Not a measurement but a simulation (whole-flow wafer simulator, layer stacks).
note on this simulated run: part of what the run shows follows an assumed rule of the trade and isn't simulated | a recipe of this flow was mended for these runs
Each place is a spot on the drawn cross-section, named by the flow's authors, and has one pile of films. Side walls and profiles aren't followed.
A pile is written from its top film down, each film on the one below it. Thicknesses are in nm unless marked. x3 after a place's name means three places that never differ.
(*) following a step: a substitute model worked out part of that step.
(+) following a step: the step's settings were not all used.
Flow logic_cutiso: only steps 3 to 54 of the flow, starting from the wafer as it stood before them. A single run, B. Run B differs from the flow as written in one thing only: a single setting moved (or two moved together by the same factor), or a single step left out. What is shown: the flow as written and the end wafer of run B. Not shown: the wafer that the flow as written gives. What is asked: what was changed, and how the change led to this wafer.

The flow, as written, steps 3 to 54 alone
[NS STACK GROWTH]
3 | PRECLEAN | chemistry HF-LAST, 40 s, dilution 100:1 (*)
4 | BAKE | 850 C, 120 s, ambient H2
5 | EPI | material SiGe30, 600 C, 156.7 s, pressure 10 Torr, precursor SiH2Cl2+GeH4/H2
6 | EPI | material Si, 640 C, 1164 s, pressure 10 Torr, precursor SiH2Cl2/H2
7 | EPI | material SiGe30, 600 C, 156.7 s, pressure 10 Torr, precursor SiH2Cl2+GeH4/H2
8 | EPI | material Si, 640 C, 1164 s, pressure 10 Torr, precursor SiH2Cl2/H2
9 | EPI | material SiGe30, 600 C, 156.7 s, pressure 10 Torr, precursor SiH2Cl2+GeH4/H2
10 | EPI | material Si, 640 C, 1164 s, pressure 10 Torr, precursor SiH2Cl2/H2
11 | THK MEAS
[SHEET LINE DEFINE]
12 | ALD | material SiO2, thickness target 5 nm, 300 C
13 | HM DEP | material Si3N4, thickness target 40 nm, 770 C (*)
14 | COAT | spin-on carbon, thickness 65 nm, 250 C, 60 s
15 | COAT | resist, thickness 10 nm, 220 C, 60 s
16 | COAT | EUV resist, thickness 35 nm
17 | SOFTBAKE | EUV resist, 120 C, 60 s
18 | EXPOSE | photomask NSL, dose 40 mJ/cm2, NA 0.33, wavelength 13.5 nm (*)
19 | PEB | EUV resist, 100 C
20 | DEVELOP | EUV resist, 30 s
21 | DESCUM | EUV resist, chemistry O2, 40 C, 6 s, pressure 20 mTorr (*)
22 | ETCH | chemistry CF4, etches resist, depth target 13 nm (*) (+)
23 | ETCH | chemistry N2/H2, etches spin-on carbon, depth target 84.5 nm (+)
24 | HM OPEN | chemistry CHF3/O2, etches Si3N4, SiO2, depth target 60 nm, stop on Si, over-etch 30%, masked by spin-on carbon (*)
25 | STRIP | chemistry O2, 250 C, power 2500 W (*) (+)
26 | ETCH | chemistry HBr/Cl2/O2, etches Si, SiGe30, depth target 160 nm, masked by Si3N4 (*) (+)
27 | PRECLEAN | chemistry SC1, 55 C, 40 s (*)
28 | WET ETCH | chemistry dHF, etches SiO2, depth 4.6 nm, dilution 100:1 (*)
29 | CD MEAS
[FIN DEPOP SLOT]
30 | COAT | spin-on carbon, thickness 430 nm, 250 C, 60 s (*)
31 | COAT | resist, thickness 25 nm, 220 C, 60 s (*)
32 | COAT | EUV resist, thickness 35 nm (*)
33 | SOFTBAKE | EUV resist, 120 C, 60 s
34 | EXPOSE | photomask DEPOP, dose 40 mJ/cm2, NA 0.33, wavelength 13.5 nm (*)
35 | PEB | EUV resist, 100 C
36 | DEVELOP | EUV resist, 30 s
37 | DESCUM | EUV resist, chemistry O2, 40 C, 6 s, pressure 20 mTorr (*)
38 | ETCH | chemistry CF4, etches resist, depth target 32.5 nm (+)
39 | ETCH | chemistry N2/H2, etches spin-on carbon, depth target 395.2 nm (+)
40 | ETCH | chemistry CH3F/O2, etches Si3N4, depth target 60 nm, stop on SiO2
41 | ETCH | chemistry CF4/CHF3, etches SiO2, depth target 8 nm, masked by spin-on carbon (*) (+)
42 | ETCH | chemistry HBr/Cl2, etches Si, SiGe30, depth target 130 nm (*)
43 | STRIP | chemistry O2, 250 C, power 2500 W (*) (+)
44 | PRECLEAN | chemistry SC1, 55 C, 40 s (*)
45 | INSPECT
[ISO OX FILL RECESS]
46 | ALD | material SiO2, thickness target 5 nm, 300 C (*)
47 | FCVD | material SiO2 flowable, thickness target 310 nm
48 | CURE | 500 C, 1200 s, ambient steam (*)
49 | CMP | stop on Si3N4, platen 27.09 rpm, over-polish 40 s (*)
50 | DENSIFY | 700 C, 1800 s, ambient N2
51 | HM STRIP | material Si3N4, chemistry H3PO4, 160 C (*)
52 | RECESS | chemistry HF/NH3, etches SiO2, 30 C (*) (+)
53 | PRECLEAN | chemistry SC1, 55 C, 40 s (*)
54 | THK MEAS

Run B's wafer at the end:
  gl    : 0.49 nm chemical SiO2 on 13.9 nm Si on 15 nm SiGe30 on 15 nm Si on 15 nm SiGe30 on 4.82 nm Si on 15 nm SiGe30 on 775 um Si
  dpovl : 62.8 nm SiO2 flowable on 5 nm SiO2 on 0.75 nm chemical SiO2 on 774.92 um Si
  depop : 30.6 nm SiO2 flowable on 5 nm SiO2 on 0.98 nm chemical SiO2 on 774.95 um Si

The reason: step 6, EPI: 617 C was run, though the flow has 640 C.

The path from the change to this, step by step:
  6 | EPI | material Si, 640 C, 1164 s, pressure 10 Torr, precursor SiH2Cl2/H2
      depop, dpovl, gfld and 19 more: +4.82 Si (new film) (in the flow as written it would be: +15 Si (new film))
  26 | ETCH | chemistry HBr/Cl2/O2, etches Si, SiGe30, depth target 160 nm, masked by Si3N4 (*) (+)
      dpovl, gfld, gxf, iso, isow, lnri, nsgap: -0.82 chemical SiO2 (all of it), -12 Si (all of it), -15 SiGe30 (all of it), -15 Si (all of it), -15 SiGe30 (all of it), -4.82 Si (all of it), -15 SiGe30 (all of it), -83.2 Si (in the flow as written it would be: -0.82 chemical SiO2 (all of it), -12 Si (all of it), -15 SiGe30 (all of it), -15 Si (all of it), -15 SiGe30 (all of it), -15 Si (all of it), -15 SiGe30 (all of it), -73 Si)
  42 | ETCH | chemistry HBr/Cl2, etches Si, SiGe30, depth target 130 nm (*)
      depop: -13.8 Si (all of it), -15 SiGe30 (all of it), -15 Si (all of it), -15 SiGe30 (all of it), -4.82 Si (all of it), -15 SiGe30 (all of it), -51.4 Si (in the flow as written it would be: -13.8 Si (all of it), -15 SiGe30 (all of it), -15 Si (all of it), -15 SiGe30 (all of it), -15 Si (all of it), -15 SiGe30 (all of it), -41.2 Si)
